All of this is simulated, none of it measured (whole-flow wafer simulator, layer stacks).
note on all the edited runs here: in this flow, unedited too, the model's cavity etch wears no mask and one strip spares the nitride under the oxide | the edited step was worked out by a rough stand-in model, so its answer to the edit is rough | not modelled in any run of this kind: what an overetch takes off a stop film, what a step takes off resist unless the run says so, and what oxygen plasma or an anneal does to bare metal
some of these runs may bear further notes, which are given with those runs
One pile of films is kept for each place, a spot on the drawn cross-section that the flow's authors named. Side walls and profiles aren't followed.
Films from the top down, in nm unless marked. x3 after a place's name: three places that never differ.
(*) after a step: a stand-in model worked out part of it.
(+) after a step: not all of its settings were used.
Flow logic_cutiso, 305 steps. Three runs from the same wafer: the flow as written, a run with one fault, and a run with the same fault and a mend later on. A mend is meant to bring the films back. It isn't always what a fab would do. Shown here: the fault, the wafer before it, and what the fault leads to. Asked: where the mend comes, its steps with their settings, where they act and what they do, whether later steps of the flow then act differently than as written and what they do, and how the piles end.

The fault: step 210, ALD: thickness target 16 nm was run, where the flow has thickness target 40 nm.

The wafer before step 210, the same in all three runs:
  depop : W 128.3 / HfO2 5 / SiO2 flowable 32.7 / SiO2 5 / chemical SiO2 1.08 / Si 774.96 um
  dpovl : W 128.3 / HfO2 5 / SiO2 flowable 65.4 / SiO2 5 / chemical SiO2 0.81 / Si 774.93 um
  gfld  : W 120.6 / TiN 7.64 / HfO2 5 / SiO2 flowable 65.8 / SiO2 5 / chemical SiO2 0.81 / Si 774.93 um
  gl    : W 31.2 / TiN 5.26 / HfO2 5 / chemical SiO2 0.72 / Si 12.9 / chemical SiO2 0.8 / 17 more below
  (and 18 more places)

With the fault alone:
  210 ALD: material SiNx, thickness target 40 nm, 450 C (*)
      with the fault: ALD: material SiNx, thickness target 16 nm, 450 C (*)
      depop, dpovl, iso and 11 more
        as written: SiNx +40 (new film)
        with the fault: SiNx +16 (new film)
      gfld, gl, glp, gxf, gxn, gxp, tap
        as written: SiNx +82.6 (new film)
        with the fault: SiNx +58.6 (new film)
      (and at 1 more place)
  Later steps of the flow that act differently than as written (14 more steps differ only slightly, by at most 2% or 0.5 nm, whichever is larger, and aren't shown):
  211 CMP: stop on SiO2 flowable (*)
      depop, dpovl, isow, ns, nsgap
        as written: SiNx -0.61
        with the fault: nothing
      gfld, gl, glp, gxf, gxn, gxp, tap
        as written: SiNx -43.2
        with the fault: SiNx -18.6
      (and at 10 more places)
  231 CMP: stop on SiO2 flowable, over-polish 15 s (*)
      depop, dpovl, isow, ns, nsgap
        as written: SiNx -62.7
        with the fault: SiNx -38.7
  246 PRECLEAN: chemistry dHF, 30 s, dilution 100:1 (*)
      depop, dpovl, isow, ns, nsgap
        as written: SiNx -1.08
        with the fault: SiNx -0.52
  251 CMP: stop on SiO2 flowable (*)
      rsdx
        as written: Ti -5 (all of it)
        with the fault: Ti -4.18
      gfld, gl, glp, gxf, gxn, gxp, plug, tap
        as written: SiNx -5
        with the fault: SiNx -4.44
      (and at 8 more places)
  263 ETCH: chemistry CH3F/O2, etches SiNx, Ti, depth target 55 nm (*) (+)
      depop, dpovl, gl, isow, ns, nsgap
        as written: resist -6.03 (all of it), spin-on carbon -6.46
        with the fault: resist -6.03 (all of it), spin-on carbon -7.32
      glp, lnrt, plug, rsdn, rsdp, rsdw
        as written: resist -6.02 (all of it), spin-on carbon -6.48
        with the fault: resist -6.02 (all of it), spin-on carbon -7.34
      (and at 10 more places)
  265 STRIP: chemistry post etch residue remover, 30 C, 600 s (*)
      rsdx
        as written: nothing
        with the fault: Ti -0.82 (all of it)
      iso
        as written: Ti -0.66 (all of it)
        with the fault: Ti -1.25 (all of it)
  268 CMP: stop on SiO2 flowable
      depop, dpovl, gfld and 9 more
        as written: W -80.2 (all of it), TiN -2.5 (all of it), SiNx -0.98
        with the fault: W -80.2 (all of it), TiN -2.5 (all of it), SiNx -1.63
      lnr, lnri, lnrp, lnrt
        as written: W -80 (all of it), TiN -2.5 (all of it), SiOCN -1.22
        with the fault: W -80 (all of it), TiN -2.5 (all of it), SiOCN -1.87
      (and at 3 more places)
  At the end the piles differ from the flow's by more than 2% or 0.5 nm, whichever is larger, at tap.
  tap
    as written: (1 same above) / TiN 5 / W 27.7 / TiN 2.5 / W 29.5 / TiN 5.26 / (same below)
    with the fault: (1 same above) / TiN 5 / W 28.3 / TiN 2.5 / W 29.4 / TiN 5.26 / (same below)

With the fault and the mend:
  The mend comes after step 210.
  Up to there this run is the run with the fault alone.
  210a ALD: material SiNx, thickness target 24 nm, 450 C (*) (the flow's step 210 once more, with other settings)
      depop, dpovl, gfld and 18 more
        SiNx +24
      plug
        SiNx +24.2
  Later steps of the flow that act differently than as written (5 more steps differ only slightly, by at most 2% or 0.5 nm, whichever is larger, and aren't shown):
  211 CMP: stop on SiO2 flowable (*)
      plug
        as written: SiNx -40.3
        with the mend: SiNx -37.9
  At the end the piles differ from the flow's only slightly at the places that both follow, by at most 2% or 0.5 nm, whichever is larger.
